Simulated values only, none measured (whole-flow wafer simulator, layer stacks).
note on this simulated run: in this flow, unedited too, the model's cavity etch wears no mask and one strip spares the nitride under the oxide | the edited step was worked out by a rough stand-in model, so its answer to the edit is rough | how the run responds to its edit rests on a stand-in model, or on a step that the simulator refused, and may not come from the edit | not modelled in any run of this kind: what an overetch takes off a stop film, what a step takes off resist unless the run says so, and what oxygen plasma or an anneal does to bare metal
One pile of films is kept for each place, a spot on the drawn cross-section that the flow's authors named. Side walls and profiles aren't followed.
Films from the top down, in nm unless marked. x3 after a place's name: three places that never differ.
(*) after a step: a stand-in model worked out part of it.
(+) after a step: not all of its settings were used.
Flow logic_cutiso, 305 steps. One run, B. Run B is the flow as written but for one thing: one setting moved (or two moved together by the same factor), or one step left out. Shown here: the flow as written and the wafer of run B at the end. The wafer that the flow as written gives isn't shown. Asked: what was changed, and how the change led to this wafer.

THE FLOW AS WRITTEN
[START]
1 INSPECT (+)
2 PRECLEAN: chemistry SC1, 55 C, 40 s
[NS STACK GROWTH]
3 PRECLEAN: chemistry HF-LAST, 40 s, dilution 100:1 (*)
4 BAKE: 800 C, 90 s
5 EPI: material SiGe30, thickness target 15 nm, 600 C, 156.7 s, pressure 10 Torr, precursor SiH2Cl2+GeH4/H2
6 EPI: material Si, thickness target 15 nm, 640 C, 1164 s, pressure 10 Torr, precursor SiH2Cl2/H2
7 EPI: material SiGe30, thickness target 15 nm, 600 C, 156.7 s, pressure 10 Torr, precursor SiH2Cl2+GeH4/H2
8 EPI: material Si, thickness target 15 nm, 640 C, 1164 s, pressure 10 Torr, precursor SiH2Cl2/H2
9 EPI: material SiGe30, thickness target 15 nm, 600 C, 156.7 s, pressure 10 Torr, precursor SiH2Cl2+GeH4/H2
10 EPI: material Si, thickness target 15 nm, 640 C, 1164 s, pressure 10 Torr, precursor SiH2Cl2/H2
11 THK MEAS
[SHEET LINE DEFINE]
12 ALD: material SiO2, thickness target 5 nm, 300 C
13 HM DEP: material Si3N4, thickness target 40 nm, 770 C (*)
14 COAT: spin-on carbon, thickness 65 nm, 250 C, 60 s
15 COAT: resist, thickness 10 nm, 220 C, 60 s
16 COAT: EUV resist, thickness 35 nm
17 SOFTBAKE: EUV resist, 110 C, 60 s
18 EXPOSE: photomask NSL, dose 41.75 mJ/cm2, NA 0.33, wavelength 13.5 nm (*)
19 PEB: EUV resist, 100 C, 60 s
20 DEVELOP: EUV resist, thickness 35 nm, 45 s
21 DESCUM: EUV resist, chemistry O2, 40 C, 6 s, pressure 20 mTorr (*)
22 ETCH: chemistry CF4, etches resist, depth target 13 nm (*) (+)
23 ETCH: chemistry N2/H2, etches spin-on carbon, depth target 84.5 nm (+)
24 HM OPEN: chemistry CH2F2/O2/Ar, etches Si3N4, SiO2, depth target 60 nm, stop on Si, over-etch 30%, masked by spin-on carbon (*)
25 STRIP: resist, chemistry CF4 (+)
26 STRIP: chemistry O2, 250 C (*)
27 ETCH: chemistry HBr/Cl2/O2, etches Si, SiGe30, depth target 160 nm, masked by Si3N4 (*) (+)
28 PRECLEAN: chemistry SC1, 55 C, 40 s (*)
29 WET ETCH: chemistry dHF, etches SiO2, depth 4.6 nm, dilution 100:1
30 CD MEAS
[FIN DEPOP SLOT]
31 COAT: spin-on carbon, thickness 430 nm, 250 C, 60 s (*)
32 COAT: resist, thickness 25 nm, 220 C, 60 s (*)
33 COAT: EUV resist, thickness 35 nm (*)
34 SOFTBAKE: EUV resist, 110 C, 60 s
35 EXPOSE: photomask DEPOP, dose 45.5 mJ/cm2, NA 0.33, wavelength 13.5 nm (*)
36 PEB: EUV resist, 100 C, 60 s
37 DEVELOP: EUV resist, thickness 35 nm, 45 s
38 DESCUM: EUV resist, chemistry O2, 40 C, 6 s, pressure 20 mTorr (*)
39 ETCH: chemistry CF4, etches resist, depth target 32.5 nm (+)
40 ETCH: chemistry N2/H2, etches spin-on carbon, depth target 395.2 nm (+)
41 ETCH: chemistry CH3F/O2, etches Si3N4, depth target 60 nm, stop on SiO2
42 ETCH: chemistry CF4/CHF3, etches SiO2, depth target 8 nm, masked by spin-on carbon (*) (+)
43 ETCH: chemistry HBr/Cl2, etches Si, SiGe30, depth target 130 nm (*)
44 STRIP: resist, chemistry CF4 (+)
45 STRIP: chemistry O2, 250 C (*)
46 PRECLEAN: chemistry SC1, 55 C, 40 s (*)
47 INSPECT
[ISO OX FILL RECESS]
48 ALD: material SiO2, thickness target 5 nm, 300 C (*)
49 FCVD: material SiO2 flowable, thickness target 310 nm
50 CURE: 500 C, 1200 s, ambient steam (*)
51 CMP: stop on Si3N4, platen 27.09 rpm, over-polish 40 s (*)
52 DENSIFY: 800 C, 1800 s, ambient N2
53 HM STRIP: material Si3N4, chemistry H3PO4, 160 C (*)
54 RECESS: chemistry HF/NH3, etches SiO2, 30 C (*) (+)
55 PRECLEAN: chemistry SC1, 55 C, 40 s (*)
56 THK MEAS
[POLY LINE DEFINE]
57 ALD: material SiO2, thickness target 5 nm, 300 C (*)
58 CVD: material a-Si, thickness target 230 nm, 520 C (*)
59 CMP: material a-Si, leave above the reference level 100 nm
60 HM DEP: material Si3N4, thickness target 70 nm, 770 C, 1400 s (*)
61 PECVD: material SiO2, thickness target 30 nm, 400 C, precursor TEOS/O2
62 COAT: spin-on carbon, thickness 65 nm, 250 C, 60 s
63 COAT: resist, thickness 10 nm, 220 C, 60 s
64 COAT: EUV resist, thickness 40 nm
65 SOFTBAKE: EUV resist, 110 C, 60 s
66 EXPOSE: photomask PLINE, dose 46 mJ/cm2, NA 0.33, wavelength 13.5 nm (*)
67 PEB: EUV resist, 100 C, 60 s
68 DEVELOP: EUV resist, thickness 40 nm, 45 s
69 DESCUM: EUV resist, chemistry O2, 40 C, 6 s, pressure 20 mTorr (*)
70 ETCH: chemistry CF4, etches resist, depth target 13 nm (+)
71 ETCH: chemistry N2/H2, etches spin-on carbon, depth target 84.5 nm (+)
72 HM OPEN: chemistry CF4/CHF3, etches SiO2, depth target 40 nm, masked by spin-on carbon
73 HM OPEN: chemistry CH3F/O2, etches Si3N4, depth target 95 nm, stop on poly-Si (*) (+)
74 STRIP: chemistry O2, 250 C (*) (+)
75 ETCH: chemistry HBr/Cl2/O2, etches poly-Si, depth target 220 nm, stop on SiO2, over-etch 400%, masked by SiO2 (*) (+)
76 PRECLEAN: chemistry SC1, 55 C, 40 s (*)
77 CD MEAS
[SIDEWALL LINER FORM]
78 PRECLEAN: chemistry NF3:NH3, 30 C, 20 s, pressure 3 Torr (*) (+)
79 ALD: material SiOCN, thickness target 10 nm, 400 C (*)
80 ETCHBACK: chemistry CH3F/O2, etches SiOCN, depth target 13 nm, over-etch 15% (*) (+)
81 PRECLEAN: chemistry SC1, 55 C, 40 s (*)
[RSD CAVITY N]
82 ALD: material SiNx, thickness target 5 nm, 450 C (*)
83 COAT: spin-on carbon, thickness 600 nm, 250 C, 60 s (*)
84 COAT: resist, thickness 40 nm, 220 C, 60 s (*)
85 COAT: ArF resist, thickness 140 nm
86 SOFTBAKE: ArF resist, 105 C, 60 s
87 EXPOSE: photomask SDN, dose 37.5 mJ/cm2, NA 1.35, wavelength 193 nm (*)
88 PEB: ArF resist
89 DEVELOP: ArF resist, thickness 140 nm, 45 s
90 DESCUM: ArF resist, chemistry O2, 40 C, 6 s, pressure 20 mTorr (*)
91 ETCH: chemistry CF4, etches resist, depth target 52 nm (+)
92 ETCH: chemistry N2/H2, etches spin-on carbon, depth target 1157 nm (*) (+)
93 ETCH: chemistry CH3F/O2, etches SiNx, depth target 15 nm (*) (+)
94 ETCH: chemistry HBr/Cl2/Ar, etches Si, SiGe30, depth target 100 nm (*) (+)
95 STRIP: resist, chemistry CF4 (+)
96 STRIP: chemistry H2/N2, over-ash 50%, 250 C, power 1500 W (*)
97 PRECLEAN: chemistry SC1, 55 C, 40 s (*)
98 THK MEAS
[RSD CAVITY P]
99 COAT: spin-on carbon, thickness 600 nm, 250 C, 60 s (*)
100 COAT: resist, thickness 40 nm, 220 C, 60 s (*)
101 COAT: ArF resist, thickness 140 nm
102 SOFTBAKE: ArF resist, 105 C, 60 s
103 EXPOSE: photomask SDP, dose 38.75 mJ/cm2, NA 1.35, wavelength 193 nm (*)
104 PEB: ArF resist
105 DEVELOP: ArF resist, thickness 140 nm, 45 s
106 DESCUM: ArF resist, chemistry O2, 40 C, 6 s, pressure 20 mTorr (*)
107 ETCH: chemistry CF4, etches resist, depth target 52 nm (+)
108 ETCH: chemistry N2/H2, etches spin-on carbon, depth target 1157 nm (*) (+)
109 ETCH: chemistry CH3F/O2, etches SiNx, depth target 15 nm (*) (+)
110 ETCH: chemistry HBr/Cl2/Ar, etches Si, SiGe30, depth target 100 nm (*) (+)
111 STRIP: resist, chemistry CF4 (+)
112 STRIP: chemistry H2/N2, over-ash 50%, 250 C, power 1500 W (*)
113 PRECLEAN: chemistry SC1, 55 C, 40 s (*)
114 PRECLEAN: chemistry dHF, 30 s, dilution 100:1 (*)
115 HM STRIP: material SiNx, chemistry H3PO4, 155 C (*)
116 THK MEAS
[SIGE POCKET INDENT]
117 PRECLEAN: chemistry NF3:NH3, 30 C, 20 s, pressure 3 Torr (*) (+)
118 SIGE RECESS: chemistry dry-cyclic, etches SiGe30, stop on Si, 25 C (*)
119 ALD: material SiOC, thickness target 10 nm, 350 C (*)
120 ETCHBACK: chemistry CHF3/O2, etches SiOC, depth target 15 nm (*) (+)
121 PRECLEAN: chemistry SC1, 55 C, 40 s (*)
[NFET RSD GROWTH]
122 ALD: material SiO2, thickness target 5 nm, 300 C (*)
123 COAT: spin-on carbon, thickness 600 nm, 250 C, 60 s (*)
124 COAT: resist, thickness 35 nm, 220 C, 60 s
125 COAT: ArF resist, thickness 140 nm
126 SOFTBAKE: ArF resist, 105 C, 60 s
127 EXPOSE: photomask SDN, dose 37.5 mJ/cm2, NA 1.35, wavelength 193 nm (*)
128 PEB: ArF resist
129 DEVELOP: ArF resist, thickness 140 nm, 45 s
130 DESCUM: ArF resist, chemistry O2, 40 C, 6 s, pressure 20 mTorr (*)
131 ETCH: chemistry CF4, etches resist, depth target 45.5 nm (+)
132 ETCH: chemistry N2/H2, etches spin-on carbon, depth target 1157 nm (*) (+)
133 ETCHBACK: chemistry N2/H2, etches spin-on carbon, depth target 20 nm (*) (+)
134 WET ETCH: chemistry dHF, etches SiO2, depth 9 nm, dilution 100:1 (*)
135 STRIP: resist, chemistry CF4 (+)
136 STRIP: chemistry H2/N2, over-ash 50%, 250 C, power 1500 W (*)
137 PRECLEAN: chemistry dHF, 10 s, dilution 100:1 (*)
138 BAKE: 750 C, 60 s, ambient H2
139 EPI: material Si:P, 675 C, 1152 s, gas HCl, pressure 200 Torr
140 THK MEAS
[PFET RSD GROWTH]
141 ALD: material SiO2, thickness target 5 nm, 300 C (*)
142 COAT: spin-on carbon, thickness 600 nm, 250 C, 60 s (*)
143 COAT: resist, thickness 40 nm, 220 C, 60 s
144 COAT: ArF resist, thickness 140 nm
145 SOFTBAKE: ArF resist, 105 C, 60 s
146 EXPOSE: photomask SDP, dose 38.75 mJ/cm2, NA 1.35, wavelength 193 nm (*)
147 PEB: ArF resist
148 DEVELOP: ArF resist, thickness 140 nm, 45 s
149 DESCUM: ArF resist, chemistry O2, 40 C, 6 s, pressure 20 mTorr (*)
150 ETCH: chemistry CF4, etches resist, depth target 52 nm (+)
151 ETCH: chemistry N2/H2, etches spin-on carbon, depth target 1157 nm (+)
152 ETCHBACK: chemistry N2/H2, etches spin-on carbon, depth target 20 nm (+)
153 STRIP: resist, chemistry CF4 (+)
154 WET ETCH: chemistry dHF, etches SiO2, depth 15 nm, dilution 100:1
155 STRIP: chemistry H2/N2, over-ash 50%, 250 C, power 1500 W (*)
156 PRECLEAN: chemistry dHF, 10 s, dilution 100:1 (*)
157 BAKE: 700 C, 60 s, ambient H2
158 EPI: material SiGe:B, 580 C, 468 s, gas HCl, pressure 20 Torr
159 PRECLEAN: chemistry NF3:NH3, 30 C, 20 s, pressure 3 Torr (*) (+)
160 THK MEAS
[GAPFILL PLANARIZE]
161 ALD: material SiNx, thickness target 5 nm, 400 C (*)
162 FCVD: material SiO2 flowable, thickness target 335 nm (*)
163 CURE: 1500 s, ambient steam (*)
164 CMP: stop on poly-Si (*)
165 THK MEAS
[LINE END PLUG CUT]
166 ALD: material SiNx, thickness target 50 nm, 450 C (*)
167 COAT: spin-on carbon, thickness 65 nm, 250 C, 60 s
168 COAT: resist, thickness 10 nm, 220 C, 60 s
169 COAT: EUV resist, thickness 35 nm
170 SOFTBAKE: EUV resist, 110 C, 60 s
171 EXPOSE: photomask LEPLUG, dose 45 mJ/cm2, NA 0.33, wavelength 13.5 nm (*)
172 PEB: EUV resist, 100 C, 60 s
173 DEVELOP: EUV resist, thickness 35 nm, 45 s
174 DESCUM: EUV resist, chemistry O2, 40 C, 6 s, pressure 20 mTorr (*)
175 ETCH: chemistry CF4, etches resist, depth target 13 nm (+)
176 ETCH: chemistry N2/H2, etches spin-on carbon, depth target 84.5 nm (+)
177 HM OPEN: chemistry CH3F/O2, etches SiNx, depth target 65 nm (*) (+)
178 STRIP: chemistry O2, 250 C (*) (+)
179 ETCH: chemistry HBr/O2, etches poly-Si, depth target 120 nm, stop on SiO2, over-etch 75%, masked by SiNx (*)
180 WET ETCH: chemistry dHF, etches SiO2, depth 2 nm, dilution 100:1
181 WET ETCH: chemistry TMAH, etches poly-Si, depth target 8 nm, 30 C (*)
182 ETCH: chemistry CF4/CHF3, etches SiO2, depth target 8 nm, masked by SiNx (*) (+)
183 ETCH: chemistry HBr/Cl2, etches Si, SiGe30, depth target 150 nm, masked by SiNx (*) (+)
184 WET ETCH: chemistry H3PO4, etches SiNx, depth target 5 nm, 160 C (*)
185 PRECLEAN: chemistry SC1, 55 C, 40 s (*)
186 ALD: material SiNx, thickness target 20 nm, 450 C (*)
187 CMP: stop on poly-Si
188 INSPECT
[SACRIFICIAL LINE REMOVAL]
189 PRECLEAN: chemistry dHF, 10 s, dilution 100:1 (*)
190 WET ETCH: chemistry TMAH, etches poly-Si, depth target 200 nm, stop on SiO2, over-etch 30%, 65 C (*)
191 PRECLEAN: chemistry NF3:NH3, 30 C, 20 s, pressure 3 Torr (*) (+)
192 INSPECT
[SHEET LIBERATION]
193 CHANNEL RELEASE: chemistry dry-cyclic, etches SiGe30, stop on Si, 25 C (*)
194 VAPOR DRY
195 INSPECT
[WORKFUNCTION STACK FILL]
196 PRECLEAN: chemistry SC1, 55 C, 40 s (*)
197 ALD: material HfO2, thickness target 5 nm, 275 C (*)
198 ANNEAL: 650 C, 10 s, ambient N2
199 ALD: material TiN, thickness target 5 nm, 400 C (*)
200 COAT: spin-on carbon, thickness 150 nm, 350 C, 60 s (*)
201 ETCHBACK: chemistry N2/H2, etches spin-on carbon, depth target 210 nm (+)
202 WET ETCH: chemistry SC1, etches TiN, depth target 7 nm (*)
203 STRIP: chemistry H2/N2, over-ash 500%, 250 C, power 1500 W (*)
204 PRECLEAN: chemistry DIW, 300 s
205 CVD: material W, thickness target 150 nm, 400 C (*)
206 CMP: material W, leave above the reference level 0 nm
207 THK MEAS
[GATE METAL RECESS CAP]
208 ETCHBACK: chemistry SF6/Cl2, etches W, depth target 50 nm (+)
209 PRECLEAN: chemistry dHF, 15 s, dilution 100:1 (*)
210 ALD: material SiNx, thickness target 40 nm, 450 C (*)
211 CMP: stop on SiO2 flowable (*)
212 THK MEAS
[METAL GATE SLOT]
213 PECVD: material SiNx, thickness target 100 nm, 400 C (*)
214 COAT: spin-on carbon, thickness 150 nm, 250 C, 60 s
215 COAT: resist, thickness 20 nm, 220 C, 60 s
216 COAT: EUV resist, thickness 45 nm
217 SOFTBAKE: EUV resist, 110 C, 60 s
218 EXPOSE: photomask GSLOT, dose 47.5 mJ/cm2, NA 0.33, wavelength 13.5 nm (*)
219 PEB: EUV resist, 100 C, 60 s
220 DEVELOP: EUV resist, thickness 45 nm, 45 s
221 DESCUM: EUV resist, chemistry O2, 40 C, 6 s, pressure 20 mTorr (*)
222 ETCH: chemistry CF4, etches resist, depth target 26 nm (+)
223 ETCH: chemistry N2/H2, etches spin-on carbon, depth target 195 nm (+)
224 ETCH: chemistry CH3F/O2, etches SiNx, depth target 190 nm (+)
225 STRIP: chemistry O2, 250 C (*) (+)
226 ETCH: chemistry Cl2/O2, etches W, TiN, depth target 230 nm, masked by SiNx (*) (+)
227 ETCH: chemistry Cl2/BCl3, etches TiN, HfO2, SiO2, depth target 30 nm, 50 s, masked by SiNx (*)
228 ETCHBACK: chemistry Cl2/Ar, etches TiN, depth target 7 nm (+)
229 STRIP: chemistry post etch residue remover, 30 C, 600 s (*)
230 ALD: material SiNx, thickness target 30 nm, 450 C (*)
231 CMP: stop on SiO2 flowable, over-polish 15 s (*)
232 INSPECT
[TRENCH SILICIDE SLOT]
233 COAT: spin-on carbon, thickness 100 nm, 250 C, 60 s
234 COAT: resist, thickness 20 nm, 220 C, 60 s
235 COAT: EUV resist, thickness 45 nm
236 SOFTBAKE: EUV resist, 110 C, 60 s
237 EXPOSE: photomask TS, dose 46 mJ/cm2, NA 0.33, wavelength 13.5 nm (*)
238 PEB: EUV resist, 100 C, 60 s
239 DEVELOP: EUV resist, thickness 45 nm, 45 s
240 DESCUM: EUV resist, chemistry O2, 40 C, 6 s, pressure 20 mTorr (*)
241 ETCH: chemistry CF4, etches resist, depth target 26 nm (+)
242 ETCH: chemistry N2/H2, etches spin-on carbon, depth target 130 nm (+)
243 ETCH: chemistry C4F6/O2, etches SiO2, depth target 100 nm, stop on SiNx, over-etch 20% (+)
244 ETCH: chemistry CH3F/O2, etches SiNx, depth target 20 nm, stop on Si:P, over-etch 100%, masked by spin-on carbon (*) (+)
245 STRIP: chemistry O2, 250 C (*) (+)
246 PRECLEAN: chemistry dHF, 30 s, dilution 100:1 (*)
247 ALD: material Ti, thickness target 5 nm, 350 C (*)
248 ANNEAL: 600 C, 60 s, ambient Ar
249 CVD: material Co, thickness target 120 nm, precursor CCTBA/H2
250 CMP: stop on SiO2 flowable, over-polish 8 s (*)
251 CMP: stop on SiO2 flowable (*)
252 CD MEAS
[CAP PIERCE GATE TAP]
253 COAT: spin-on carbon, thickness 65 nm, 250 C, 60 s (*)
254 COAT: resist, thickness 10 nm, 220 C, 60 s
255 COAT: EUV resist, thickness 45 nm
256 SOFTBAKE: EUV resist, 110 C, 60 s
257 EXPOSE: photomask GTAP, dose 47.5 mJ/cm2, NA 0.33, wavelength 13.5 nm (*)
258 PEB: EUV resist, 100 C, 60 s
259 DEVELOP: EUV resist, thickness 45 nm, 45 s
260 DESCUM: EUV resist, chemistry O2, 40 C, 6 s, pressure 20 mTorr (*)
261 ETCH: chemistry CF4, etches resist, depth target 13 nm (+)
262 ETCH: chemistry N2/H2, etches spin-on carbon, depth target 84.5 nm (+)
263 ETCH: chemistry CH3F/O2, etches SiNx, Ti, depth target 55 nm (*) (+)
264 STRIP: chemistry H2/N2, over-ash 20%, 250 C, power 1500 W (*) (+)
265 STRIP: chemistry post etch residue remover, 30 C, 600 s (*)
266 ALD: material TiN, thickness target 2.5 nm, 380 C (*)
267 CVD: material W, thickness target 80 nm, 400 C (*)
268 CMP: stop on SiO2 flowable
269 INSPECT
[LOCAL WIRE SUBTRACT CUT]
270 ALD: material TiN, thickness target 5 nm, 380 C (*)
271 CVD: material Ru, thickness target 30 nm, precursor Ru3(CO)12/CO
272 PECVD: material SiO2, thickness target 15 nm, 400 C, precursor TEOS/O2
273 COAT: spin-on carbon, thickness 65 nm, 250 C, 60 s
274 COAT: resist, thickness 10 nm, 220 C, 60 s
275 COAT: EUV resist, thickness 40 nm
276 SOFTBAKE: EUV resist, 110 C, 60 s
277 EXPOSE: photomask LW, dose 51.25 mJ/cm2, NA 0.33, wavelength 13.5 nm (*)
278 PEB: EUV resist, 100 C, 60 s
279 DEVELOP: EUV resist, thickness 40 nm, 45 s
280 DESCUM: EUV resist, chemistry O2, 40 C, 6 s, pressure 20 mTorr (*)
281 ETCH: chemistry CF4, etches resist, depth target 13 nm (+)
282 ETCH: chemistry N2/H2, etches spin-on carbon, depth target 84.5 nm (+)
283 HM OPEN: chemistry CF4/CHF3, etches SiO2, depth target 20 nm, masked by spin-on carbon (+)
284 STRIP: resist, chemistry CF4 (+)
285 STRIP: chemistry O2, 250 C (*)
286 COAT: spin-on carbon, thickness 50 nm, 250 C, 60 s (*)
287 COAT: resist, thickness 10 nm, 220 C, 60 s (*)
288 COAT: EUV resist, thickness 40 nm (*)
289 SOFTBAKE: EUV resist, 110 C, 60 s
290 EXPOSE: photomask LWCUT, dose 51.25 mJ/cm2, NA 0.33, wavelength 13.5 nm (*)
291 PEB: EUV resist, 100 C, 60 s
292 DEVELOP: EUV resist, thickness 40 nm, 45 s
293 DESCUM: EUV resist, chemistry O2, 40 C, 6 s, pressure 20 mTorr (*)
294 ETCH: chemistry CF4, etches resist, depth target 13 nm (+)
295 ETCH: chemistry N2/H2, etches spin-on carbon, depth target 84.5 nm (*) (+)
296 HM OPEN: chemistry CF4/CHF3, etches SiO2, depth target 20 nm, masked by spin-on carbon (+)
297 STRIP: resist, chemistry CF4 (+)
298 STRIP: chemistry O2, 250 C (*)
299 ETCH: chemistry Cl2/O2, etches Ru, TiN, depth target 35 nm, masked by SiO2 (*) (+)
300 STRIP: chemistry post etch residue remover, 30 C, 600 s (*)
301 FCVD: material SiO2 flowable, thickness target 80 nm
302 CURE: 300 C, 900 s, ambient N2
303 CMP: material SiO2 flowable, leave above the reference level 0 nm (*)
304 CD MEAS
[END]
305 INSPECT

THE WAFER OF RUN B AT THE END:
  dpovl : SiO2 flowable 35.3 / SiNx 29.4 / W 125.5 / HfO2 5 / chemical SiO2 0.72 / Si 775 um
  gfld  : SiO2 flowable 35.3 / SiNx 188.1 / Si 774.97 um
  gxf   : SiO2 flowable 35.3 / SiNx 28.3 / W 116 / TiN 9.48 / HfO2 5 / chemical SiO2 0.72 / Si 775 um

The cause: step 27, ETCH: depth target 80 nm was run, where the flow has depth target 160 nm.

How the change led to this, step by step:
  27 ETCH: chemistry HBr/Cl2/O2, etches Si, SiGe30, depth target 160 nm, masked by Si3N4 (*) (+)
      gfld, gxf, iso, lnri: chemical SiO2 -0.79 (all of it), Si -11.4 (all of it), SiGe30 -15 (all of it), Si -15 (all of it), SiGe30 -15 (all of it), Si -15 (all of it), SiGe30 -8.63 (as written it would be: chemical SiO2 -0.79 (all of it), Si -11.4 (all of it), SiGe30 -15 (all of it), Si -15 (all of it), SiGe30 -15 (all of it), Si -15 (all of it), SiGe30 -15 (all of it), Si -73.6)
      dpovl, nsgap: chemical SiO2 -0.79 (all of it), Si -11.8 (all of it), SiGe30 -15 (all of it), Si -15 (all of it), SiGe30 -15 (all of it), Si -15 (all of it), SiGe30 -8.23 (as written it would be: chemical SiO2 -0.79 (all of it), Si -11.8 (all of it), SiGe30 -15 (all of it), Si -15 (all of it), SiGe30 -15 (all of it), Si -15 (all of it), SiGe30 -15 (all of it), Si -73.2)
      (and at 16 more places)
  31 COAT: spin-on carbon, thickness 430 nm, 250 C, 60 s (*)
      depop, ns: spin-on carbon +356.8 (new film) (as written it would be: spin-on carbon +312 (new film))
      dpovl, nsgap: spin-on carbon +475.7 (new film) (as written it would be: spin-on carbon +503.7 (new film))
      (and at 18 more places)
  40 ETCH: chemistry N2/H2, etches spin-on carbon, depth target 395.2 nm (+)
      depop: spin-on carbon -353 (all of it), Si3N4 -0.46 (as written it would be: spin-on carbon -308.2 (all of it), Si3N4 -0.95)
  41 ETCH: chemistry CH3F/O2, etches Si3N4, depth target 60 nm, stop on SiO2
      gfld, gl, glp and 17 more: resist -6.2 (as written it would be: resist -4.65)
      depop: Si3N4 -30 (all of it), SiO2 -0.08 (as written it would be: Si3N4 -22.2 (all of it), SiO2 -0.08)
      (and at 1 more place)
  42 ETCH: chemistry CF4/CHF3, etches SiO2, depth target 8 nm, masked by spin-on carbon (*) (+)
      gfld: resist -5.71 (all of it), spin-on carbon -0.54 (as written it would be: resist -7.38)
      gxf: resist -5.51 (all of it), spin-on carbon -0.6 (as written it would be: resist -7.42 (all of it))
      (and at 18 more places)
  45 STRIP: chemistry O2, 250 C (*)
      gfld, lnri: chemical SiO2 +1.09 (new film), spin-on carbon -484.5 (all of it), SiGe30 -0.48 (as written it would be: chemical SiO2 +0.82 (new film), spin-on carbon -538.7 (all of it), Si -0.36)
      dpovl: chemical SiO2 +1.09 (new film), spin-on carbon -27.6 (all of it), SiGe30 -0.48 (as written it would be: chemical SiO2 +0.82 (new film), spin-on carbon -59.3 (all of it), Si -0.36)
      (and at 18 more places)
  49 FCVD: material SiO2 flowable, thickness target 310 nm
      gl, glp, gxn and 10 more: SiO2 flowable +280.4 (new film) (as written it would be: SiO2 flowable +262.2 (new film))
      gfld, gxf, iso, lnri: SiO2 flowable +399.1 (new film) (as written it would be: SiO2 flowable +453.9 (new film))
      (and at 5 more places)
  50 CURE: 500 C, 1200 s, ambient steam (*)
      depop: SiO2 flowable -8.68 (as written it would be: SiO2 flowable -7.92)
      dpovl: SiO2 flowable -8.67 (as written it would be: SiO2 flowable -7.92)
      (and at 7 more places)
  51 CMP: stop on Si3N4, platen 27.09 rpm, over-polish 40 s (*)
      dpovl, isow: SiO2 flowable -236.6 (as written it would be: SiO2 flowable -200.4)
      gxn, gxp: SiO2 flowable -271 (all of it), SiO2 -5 (all of it), Si3N4 -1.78 (as written it would be: SiO2 flowable -253 (all of it), SiO2 -5 (all of it), Si3N4 -1.78)
      (and at 18 more places)
  52 DENSIFY: 800 C, 1800 s, ambient N2
      gfld, gxf, iso, lnri: SiO2 flowable -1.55 (as written it would be: SiO2 flowable -3.15)
      dpovl: SiO2 flowable -1.64 (as written it would be: SiO2 flowable -2.82)
      (and at 1 more place)
  53 HM STRIP: material Si3N4, chemistry H3PO4, 160 C (*)
      gl, glp, gxn and 11 more: Si3N4 -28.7 (all of it), SiO2 -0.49 (as written it would be: Si3N4 -21.4 (all of it), SiO2 -0.36)
      depop, dpovl, gfld, gxf, iso, isow, lnri, nsgap: SiO2 flowable -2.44 (as written it would be: SiO2 flowable -1.82)
  54 RECESS: chemistry HF/NH3, etches SiO2, 30 C (*) (+)
      gfld, gxf, iso, lnri: SiO2 flowable -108 (all of it), SiO2 -5 (all of it), chemical SiO2 -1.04 (all of it) (as written it would be: SiO2 flowable -111.4)
      dpovl: SiO2 flowable -107.3 (all of it), SiO2 -5 (all of it), chemical SiO2 -1.04 (all of it) (as written it would be: SiO2 flowable -111.5)
      (and at 3 more places)
  55 PRECLEAN: chemistry SC1, 55 C, 40 s (*)
      dpovl, gfld, gxf, iso, lnri, nsgap: chemical SiO2 +0.49 (new film), SiGe30 -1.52 (as written it would be: SiO2 flowable -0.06)
      isow: chemical SiO2 +0.49 (new film), SiGe30 -1.52 (as written it would be: nothing)
  60 HM DEP: material Si3N4, thickness target 70 nm, 770 C, 1400 s (*)
      gfld, gxf, iso, lnri: Si3N4 +70 (new film), poly-Si +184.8 (new film), a-Si -184.8 (all of it) (as written it would be: Si3N4 +70 (new film), poly-Si +189.4 (new film), a-Si -189.4 (all of it))
      dpovl, nsgap: Si3N4 +70 (new film), poly-Si +184.4 (new film), a-Si -184.4 (all of it) (as written it would be: Si3N4 +70 (new film), poly-Si +189.4 (new film), a-Si -189.4 (all of it))
      (and at 1 more place)
  75 ETCH: chemistry HBr/Cl2/O2, etches poly-Si, depth target 220 nm, stop on SiO2, over-etch 400%, masked by SiO2 (*) (+)
      iso, lnri: chemical SiO2 -0.79 (all of it), poly-Si -184.4 (all of it), SiO2 -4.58 (as written it would be: chemical SiO2 -0.79 (all of it), poly-Si -189.1 (all of it), SiO2 -4.55)
  78 PRECLEAN: chemistry NF3:NH3, 30 C, 20 s, pressure 3 Torr (*) (+)
      iso, lnri: SiO2 -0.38 (all of it), chemical SiO2 -0.49 (all of it) (as written it would be: SiO2 -0.41 (all of it), SiO2 flowable -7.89)
  ... 13 more steps ...
  227 ETCH: chemistry Cl2/BCl3, etches TiN, HfO2, SiO2, depth target 30 nm, 50 s, masked by SiNx (*)
      gfld: HfO2 -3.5 (all of it), chemical SiO2 -0.72 (all of it), Si -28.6 (as written it would be: HfO2 -3.46 (all of it), SiO2 flowable -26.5)
